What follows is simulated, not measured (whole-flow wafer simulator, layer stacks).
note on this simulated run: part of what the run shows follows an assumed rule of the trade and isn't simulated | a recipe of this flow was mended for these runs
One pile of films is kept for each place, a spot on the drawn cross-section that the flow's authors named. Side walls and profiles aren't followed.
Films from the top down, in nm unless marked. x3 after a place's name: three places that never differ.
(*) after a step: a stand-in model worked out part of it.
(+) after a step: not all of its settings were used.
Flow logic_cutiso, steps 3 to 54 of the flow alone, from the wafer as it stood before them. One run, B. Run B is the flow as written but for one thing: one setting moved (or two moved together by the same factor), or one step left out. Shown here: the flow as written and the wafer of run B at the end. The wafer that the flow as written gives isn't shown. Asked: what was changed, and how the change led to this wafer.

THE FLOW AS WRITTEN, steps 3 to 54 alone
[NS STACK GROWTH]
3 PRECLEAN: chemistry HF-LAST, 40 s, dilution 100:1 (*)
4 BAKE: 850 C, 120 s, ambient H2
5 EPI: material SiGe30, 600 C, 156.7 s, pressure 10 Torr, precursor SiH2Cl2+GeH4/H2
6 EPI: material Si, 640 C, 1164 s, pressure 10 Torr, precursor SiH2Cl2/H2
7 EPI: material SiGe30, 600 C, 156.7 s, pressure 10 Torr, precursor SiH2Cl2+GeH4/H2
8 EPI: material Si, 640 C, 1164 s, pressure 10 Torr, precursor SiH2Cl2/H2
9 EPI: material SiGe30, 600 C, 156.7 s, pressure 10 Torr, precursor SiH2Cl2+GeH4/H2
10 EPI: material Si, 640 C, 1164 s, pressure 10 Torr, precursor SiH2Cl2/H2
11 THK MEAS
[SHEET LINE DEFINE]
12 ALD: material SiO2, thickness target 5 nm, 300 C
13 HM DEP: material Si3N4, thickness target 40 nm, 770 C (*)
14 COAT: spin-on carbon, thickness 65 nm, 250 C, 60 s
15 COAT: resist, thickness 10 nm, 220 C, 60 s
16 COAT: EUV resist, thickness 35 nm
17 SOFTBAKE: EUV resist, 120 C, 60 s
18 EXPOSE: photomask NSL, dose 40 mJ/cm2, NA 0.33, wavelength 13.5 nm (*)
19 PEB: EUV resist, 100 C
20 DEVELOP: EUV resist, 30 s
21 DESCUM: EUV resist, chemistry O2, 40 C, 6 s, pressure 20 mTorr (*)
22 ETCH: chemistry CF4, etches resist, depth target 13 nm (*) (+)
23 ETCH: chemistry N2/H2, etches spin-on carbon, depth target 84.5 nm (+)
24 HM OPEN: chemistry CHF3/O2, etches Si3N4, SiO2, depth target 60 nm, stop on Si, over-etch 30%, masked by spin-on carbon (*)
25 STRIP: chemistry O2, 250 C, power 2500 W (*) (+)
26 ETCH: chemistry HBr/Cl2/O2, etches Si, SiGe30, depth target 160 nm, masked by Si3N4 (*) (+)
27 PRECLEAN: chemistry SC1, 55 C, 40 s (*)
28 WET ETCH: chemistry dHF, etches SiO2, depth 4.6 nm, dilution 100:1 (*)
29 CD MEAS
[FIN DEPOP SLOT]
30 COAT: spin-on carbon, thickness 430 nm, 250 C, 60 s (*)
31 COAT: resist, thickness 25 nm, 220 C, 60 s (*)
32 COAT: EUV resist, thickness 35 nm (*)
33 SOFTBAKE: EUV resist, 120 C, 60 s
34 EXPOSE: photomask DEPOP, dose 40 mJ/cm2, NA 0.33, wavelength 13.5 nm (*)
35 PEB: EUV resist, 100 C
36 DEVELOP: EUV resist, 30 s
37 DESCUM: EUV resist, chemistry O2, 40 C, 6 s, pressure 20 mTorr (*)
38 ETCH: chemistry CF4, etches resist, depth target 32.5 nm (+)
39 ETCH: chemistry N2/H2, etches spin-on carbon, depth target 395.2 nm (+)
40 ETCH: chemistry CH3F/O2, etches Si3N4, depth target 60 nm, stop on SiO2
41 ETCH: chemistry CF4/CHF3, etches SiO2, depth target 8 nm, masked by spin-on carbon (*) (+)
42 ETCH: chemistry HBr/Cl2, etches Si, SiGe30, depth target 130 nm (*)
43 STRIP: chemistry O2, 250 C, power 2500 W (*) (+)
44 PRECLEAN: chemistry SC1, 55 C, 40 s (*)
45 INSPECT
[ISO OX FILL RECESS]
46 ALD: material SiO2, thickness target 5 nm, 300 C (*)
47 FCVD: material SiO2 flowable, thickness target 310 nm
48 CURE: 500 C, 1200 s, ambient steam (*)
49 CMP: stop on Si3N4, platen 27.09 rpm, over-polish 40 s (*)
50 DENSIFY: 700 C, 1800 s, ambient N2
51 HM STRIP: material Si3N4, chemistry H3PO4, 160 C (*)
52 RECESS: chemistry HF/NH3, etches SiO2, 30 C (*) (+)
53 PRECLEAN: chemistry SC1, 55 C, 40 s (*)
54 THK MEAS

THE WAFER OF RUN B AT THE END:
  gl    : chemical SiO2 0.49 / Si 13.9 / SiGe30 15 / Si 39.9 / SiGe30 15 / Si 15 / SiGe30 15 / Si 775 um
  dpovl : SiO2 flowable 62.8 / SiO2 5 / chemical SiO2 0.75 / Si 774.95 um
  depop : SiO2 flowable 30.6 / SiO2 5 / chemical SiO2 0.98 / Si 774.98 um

The cause: step 8, EPI: 663 C was run, where the flow has 640 C.

How the change led to this, step by step:
  8 EPI: material Si, 640 C, 1164 s, pressure 10 Torr, precursor SiH2Cl2/H2
      depop, dpovl, gfld and 19 more: Si +39.9 (new film) (as written it would be: Si +15 (new film))
  26 ETCH: chemistry HBr/Cl2/O2, etches Si, SiGe30, depth target 160 nm, masked by Si3N4 (*) (+)
      dpovl, gfld, gxf, iso, isow, lnri, nsgap: chemical SiO2 -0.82 (all of it), Si -12 (all of it), SiGe30 -15 (all of it), Si -39.9 (all of it), SiGe30 -15 (all of it), Si -15 (all of it), SiGe30 -15 (all of it), Si -48.1 (as written it would be: chemical SiO2 -0.82 (all of it), Si -12 (all of it), SiGe30 -15 (all of it), Si -15 (all of it), SiGe30 -15 (all of it), Si -15 (all of it), SiGe30 -15 (all of it), Si -73)
  42 ETCH: chemistry HBr/Cl2, etches Si, SiGe30, depth target 130 nm (*)
      depop: Si -13.8 (all of it), SiGe30 -15 (all of it), Si -39.9 (all of it), SiGe30 -15 (all of it), Si -15 (all of it), SiGe30 -15 (all of it), Si -16.3 (as written it would be: Si -13.8 (all of it), SiGe30 -15 (all of it), Si -15 (all of it), SiGe30 -15 (all of it), Si -15 (all of it), SiGe30 -15 (all of it), Si -41.2)
